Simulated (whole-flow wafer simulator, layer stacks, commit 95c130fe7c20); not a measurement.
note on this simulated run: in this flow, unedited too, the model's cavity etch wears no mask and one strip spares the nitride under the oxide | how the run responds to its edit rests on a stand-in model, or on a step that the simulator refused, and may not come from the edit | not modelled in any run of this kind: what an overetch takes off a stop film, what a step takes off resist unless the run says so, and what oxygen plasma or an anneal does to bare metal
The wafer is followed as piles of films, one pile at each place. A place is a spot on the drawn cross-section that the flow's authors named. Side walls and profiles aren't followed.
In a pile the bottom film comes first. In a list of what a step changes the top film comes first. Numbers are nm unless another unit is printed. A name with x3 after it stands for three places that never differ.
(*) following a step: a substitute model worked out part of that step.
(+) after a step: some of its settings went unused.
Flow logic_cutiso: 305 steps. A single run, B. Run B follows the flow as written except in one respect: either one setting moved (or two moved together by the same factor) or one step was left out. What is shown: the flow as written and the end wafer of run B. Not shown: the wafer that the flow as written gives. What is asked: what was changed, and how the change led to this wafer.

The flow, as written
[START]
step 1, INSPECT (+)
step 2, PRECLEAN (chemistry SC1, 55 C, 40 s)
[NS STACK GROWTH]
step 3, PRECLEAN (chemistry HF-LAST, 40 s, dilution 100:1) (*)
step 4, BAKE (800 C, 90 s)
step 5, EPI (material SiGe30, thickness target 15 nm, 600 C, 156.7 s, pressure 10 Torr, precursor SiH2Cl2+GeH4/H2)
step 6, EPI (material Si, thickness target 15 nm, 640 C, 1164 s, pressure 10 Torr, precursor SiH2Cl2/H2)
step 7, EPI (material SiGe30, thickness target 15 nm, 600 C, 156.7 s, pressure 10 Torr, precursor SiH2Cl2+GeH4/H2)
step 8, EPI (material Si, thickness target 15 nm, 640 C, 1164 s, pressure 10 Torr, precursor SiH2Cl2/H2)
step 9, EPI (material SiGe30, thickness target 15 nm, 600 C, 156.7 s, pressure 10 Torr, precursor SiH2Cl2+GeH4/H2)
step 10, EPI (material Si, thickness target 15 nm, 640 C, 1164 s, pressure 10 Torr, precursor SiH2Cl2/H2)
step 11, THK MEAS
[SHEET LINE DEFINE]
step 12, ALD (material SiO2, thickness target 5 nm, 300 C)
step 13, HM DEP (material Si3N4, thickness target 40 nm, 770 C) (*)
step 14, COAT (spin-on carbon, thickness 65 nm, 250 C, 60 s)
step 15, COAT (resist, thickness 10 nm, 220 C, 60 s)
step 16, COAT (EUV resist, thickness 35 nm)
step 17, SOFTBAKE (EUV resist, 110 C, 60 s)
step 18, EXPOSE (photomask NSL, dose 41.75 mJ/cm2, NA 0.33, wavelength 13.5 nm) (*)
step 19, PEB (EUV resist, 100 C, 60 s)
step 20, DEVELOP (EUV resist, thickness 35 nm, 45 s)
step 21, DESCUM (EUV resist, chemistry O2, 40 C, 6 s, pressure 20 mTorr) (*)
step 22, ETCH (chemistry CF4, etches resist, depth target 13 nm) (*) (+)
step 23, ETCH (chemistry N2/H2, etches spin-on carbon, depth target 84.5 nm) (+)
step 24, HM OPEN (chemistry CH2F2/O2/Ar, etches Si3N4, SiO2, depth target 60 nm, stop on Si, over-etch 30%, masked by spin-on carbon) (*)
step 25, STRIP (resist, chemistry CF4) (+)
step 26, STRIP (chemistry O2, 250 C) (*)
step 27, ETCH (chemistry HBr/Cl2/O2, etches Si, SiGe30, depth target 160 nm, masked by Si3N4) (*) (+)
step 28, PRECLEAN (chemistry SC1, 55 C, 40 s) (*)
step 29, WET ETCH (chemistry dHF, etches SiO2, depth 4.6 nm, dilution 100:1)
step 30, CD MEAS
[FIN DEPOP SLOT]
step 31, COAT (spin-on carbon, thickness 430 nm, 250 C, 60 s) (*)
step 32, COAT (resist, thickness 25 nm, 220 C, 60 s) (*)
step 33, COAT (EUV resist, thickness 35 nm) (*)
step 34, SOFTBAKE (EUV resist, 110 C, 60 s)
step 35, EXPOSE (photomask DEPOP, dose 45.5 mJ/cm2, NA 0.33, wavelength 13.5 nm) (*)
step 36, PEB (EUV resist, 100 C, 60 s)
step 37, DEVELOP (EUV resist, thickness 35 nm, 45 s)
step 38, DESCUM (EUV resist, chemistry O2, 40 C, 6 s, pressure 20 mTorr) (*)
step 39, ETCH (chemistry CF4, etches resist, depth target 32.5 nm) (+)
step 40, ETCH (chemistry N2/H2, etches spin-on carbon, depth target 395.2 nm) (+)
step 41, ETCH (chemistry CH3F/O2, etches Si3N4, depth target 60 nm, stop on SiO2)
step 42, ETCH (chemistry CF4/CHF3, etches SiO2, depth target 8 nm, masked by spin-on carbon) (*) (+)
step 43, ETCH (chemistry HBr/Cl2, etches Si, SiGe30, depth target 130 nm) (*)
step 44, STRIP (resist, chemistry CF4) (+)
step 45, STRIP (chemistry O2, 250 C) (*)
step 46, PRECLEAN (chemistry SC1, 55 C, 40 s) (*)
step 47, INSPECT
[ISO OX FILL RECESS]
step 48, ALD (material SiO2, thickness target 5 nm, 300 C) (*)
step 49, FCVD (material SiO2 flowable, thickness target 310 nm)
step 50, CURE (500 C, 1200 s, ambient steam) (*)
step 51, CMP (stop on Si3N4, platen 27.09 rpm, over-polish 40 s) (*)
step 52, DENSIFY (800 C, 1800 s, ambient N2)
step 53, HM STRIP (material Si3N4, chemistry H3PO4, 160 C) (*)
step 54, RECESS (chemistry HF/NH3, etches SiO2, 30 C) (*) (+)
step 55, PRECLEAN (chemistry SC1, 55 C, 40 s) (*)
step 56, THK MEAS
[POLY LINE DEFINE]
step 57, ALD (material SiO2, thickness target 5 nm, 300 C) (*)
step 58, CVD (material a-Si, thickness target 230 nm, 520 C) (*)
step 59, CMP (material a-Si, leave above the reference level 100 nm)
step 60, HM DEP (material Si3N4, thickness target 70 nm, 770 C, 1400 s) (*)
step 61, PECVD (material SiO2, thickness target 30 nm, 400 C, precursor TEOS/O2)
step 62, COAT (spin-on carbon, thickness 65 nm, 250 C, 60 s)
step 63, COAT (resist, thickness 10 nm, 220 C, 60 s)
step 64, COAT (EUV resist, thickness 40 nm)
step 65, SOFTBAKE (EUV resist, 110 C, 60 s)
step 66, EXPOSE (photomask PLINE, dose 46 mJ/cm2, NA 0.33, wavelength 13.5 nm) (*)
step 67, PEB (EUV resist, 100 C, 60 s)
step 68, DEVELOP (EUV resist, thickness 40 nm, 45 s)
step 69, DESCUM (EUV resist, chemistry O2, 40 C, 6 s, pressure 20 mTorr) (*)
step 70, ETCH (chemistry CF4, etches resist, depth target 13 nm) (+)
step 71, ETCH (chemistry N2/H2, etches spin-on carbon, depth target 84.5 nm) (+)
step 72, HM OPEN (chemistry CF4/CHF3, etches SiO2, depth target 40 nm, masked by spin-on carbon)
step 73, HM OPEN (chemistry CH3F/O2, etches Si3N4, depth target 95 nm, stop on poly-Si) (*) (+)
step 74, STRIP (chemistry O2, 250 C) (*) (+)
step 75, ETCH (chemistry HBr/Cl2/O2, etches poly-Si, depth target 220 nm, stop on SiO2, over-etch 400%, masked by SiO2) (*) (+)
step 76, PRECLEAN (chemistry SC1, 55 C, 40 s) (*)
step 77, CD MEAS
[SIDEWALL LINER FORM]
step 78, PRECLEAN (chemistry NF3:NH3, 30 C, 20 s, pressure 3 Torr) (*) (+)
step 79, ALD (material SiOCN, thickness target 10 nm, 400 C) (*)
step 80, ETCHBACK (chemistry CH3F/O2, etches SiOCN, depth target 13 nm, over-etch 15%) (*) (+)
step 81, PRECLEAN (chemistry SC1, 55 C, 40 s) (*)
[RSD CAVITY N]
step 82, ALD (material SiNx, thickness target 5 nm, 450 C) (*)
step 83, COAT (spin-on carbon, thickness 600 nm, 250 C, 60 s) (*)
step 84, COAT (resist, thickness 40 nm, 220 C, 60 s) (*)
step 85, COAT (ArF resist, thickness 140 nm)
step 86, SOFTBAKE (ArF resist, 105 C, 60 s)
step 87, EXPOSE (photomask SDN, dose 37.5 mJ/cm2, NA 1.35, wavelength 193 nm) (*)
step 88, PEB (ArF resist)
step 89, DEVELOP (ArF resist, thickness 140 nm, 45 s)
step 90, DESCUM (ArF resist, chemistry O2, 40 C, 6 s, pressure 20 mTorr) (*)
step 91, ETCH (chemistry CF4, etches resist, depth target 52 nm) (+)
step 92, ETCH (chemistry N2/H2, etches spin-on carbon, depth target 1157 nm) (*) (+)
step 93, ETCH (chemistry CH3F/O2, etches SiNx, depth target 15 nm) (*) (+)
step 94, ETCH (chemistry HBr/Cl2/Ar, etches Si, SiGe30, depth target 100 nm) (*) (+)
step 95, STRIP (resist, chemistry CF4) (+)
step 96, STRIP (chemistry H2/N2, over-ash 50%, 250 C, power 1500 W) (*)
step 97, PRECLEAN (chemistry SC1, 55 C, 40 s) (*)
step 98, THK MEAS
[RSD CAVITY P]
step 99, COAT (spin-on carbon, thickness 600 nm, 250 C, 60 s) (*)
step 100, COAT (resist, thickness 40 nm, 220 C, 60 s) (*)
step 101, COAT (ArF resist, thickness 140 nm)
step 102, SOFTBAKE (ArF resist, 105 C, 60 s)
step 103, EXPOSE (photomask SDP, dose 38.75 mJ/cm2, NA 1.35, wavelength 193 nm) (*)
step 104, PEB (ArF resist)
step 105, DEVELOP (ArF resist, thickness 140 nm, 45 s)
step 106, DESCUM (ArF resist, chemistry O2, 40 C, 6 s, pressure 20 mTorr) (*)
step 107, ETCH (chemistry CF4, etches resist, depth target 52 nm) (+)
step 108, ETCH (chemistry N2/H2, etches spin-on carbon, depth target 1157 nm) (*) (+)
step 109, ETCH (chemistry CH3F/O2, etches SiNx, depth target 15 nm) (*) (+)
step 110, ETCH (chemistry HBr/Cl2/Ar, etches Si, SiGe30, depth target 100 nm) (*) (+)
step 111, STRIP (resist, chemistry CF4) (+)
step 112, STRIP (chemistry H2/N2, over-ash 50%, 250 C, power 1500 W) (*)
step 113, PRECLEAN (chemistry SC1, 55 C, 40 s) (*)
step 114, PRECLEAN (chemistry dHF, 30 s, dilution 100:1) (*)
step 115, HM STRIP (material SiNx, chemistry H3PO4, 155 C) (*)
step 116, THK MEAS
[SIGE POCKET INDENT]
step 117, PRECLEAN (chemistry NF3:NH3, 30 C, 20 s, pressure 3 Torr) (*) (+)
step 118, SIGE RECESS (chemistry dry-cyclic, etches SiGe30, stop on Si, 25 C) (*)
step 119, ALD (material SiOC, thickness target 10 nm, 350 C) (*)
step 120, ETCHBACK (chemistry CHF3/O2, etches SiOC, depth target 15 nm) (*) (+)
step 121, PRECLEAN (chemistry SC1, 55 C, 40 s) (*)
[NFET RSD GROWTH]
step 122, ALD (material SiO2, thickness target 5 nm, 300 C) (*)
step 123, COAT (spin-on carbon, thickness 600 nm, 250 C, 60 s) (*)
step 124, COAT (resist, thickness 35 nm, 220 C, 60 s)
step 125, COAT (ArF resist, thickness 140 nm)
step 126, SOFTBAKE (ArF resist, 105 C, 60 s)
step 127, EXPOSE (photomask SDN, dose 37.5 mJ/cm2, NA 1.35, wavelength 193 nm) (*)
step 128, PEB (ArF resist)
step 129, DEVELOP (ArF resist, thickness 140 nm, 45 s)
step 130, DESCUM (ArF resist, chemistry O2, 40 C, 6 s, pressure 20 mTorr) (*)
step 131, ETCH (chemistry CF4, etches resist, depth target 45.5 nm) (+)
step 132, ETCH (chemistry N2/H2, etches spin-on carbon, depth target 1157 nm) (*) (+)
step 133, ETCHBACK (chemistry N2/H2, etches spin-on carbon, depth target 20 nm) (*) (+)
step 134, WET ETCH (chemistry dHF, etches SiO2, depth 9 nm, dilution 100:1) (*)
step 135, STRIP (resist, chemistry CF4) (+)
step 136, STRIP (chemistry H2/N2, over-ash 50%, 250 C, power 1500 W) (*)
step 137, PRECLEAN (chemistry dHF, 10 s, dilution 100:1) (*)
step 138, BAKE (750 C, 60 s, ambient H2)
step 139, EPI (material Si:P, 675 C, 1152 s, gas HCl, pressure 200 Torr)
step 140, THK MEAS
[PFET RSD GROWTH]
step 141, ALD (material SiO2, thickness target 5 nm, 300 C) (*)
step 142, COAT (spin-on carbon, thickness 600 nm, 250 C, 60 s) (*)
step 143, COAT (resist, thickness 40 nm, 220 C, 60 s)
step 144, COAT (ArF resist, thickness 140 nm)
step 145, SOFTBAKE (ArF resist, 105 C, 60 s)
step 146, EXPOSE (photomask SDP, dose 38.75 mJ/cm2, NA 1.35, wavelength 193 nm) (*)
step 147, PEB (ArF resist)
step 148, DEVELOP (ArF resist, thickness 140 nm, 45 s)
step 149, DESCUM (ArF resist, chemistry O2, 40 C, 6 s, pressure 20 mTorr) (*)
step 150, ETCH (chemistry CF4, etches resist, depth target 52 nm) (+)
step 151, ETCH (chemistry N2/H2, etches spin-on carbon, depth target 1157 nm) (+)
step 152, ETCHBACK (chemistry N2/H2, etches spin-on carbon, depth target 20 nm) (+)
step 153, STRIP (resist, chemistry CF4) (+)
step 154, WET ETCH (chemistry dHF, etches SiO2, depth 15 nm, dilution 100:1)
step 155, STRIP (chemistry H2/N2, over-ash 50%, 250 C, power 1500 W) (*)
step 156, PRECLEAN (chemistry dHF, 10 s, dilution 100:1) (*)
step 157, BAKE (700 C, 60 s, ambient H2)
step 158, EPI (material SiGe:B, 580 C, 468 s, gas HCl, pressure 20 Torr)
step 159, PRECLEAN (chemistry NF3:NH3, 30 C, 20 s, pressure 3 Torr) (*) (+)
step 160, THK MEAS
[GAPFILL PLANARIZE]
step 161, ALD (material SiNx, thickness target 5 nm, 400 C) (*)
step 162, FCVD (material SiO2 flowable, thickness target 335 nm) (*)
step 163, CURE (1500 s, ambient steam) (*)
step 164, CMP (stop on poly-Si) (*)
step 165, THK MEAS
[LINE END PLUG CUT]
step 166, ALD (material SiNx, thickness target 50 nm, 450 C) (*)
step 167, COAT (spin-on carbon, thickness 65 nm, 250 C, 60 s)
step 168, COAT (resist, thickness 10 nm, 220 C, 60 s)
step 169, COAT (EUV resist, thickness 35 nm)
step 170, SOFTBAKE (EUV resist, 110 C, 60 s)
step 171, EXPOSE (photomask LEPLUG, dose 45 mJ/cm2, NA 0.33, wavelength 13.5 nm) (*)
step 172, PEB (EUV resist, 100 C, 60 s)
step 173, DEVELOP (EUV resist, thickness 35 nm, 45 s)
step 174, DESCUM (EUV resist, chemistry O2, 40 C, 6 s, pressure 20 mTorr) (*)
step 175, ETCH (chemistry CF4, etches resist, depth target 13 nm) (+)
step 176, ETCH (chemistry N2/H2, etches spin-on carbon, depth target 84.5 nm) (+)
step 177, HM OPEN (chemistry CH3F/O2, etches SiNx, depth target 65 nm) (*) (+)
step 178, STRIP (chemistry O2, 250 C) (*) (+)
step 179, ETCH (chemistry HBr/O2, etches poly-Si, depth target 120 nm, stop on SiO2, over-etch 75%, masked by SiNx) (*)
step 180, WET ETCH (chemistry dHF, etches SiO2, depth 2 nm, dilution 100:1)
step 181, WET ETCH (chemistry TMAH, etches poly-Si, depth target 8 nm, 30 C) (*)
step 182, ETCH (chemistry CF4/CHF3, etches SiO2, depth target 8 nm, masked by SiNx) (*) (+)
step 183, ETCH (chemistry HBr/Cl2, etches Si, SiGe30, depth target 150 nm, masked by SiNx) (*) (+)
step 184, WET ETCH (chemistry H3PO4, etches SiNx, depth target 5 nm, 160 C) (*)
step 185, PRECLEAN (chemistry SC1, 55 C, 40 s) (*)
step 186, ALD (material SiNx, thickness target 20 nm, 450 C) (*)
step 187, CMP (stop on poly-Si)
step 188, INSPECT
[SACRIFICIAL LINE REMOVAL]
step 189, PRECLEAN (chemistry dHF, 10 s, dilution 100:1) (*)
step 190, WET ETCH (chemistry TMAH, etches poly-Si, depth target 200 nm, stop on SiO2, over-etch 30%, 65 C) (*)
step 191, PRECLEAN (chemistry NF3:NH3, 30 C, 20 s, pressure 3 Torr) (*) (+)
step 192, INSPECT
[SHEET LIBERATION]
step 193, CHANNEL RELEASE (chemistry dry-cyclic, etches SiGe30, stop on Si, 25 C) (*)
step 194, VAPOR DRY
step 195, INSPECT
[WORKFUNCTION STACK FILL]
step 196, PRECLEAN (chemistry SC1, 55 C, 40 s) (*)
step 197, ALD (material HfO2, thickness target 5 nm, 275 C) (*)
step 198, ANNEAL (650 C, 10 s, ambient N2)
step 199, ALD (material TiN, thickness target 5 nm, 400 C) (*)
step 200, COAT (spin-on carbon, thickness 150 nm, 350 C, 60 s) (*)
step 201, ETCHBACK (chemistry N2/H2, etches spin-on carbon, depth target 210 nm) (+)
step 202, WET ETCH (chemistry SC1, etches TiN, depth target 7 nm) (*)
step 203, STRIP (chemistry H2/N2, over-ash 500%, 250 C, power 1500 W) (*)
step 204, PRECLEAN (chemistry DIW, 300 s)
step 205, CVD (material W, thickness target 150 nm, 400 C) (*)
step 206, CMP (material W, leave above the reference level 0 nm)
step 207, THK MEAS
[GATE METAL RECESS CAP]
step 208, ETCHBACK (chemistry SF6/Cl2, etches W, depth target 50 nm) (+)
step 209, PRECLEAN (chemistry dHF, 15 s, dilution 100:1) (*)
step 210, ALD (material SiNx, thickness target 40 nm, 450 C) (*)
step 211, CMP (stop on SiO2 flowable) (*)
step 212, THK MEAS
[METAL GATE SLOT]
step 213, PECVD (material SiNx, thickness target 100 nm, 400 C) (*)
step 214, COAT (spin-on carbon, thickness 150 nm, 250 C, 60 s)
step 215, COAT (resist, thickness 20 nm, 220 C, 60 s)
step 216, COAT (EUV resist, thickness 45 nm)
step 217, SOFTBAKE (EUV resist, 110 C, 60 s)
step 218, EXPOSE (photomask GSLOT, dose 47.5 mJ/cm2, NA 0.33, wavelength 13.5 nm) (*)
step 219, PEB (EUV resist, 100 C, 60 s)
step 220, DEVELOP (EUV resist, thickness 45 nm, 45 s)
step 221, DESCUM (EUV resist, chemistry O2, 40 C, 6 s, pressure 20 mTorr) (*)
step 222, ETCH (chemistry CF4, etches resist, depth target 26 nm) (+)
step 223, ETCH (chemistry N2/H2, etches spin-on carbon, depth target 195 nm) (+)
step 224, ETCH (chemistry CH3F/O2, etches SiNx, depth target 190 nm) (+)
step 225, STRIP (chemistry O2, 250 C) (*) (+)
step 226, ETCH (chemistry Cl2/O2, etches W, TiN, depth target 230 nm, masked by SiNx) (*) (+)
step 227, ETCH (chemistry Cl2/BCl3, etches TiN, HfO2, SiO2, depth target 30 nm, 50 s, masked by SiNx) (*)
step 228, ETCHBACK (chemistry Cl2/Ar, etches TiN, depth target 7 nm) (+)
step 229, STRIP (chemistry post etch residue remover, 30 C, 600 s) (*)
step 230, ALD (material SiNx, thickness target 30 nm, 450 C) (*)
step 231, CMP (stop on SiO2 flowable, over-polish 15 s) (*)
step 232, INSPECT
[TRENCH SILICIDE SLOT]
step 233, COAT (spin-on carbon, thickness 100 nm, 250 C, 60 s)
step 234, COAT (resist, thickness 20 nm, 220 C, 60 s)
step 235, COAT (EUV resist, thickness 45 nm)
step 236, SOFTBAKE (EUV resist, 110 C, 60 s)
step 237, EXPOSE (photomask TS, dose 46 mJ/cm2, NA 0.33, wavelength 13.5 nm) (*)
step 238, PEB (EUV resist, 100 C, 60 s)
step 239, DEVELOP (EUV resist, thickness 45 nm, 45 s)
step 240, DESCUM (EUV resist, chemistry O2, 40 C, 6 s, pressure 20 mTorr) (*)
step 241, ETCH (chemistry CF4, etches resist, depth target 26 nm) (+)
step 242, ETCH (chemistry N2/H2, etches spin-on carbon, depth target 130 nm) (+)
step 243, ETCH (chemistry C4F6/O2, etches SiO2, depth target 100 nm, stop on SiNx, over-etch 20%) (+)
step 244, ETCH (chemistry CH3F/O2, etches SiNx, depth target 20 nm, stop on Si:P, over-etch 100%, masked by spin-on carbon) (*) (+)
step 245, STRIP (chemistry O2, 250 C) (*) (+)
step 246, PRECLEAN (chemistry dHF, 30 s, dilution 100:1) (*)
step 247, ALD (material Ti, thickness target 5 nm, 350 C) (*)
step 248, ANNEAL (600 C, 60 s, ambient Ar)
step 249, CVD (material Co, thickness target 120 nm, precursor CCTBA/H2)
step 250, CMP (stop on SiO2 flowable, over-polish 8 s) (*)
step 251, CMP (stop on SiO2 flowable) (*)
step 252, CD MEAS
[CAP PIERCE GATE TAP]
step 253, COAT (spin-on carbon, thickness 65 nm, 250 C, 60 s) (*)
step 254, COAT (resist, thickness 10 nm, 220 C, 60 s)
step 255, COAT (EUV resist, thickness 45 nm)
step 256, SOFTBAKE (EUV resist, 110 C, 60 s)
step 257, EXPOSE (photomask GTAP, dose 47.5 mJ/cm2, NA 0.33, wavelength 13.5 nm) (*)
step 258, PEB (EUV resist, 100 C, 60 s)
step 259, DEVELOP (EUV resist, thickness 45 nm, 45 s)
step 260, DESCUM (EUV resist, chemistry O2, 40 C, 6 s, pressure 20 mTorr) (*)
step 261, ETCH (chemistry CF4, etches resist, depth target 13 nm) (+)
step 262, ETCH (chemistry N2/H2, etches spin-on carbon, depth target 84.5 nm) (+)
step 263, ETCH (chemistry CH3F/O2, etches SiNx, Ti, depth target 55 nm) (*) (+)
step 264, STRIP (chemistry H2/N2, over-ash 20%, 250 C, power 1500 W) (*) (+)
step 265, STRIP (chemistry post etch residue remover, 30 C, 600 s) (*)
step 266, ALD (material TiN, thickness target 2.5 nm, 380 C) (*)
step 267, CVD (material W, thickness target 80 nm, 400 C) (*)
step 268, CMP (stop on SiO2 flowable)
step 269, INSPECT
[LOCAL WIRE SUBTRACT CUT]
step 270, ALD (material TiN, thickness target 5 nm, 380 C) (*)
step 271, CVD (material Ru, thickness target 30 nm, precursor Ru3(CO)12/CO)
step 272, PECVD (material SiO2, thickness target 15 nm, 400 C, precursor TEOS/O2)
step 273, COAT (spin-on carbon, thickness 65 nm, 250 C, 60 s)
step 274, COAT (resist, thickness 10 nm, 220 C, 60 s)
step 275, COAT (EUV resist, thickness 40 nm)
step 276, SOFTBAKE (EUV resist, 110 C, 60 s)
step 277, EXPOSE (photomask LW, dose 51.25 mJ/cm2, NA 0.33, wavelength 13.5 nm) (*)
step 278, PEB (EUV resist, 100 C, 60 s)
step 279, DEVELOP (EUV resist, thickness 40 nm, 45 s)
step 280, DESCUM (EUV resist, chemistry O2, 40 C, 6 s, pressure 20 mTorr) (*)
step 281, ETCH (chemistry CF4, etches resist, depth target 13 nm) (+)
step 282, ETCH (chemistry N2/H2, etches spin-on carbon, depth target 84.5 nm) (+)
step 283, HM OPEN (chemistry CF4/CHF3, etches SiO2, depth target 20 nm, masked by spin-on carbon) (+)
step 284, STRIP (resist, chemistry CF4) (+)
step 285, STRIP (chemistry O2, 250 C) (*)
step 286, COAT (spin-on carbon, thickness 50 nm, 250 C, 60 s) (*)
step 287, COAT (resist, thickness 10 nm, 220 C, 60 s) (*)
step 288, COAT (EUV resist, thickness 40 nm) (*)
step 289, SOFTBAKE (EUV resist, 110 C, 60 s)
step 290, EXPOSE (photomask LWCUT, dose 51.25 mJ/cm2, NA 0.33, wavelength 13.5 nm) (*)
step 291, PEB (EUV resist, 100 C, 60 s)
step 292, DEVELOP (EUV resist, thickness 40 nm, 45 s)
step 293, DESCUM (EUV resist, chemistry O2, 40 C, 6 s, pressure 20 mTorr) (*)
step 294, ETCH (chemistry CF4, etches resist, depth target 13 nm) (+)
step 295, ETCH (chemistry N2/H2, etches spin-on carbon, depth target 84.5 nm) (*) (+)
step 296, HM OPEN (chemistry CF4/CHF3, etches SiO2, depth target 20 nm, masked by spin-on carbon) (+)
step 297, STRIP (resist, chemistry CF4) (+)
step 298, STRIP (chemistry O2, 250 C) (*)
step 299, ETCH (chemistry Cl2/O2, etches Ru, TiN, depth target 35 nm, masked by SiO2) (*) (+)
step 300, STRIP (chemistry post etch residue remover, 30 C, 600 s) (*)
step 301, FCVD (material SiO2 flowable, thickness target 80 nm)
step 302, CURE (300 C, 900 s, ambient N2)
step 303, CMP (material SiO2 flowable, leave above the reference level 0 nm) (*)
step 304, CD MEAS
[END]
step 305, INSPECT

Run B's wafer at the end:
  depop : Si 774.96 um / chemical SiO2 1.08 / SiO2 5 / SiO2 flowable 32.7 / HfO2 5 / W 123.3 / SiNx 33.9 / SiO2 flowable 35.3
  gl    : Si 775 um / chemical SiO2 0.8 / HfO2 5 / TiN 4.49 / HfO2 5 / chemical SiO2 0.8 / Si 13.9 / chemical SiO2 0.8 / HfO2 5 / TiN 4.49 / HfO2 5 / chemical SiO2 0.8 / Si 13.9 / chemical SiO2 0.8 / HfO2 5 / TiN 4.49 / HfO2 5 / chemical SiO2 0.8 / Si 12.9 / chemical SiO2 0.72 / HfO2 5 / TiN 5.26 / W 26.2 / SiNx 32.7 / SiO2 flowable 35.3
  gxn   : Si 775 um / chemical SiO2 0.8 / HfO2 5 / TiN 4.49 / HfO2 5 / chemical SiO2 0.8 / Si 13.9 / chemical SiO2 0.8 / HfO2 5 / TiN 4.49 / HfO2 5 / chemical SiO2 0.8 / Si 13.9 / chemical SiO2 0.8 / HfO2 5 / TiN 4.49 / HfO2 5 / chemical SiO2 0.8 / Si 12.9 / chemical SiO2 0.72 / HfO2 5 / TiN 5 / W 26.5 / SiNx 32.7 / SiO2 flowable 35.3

The reason: step 208, ETCHBACK: depth target 55 nm was run, though the flow has depth target 50 nm.

Step by step, how the change led to this:
  step 208, ETCHBACK (chemistry SF6/Cl2, etches W, depth target 50 nm) (+)
      depop, dpovl, gfld and 9 more: W loses 55 (as written it would have been: W loses 50)
      lnr, lnri, lnrp, lnrt: SiOCN loses 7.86 (as written it would have been: SiOCN loses 7.14)
      (and at 1 other place as well)
  step 210, ALD (material SiNx, thickness target 40 nm, 450 C) (*)
      gfld, gl, glp, gxf, gxn, gxp, tap: SiNx gains 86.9 (new film) (as written it would have been: SiNx gains 82.6 (new film))
  step 211, CMP (stop on SiO2 flowable) (*)
      depop, dpovl, isow, ns, nsgap: nothing (as written it would have been: SiNx loses 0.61)
  step 224, ETCH (chemistry CH3F/O2, etches SiNx, depth target 190 nm) (+)
      gfld: SiNx loses 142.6 (all of it), W loses 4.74 (as written it would have been: SiNx loses 138.1 (all of it), W loses 5.19)
  step 226, ETCH (chemistry Cl2/O2, etches W, TiN, depth target 230 nm, masked by SiNx) (*) (+)
      depop, dpovl, gl and 18 more: SiNx loses 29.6 (as written it would have been: SiNx loses 30.8)
      gfld: W loses 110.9 (all of it), TiN loses 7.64 (all of it), HfO2 loses 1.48 (as written it would have been: W loses 115.4 (all of it), TiN loses 7.64 (all of it), HfO2 loses 1.54)
  step 231, CMP (stop on SiO2 flowable, over-polish 15 s) (*)
      depop, dpovl, isow, ns, nsgap: SiNx loses 60 (as written it would have been: SiNx loses 62.7)
  step 246, PRECLEAN (chemistry dHF, 30 s, dilution 100:1) (*)
      depop, dpovl, isow, ns, nsgap: SiNx loses 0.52 (as written it would have been: SiNx loses 1.08)
  step 251, CMP (stop on SiO2 flowable) (*)
      rsdx: Ti loses 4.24 (as written it would have been: Ti loses 5 (all of it))
      gfld, gl, glp, gxf, gxn, gxp, plug, tap: SiNx loses 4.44 (as written it would have been: SiNx loses 5)
      (and at 7 other places as well)
  step 263, ETCH (chemistry CH3F/O2, etches SiNx, Ti, depth target 55 nm) (*) (+)
      glp, lnrp, lnrt, plug, rsdn, rsdp, rsdw: resist loses 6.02 (all of it), spin-on carbon loses 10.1 (as written it would have been: resist loses 6.02 (all of it), spin-on carbon loses 6.48)
      depop, dpovl, gl, isow, ns, nsgap: resist loses 6.03 (all of it), spin-on carbon loses 10.1 (as written it would have been: resist loses 6.03 (all of it), spin-on carbon loses 6.46)
      (and at 9 other places as well)
  step 264, STRIP (chemistry H2/N2, over-ash 20%, 250 C, power 1500 W) (*) (+)
      gfld, gl, glp and 11 more: spin-on carbon loses 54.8 (all of it) (as written it would have been: spin-on carbon loses 58.4 (all of it))
      depop, dpovl, isow, ns, nsgap: spin-on carbon loses 54.9 (all of it) (as written it would have been: spin-on carbon loses 58.5 (all of it))
      (and at 2 other places as well)
  step 265, STRIP (chemistry post etch residue remover, 30 C, 600 s) (*)
      rsdx: Ti loses 0.76 (all of it) (as written it would have been: nothing)
  step 267, CVD (material W, thickness target 80 nm, 400 C) (*)
      tap: W gains 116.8 (new film) (as written it would have been: W gains 111.4 (new film))
  step 268, CMP (stop on SiO2 flowable)
      depop, dpovl, gfld and 9 more: W loses 80.2 (all of it), TiN loses 2.5 (all of it), SiNx loses 1.54 (as written it would have been: W loses 80.2 (all of it), TiN loses 2.5 (all of it), SiNx loses 0.98)
      lnr, lnri, lnrp, lnrt: W loses 80 (all of it), TiN loses 2.5 (all of it), SiOCN loses 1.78 (as written it would have been: W loses 80 (all of it), TiN loses 2.5 (all of it), SiOCN loses 1.22)
      (and at 3 other places as well)
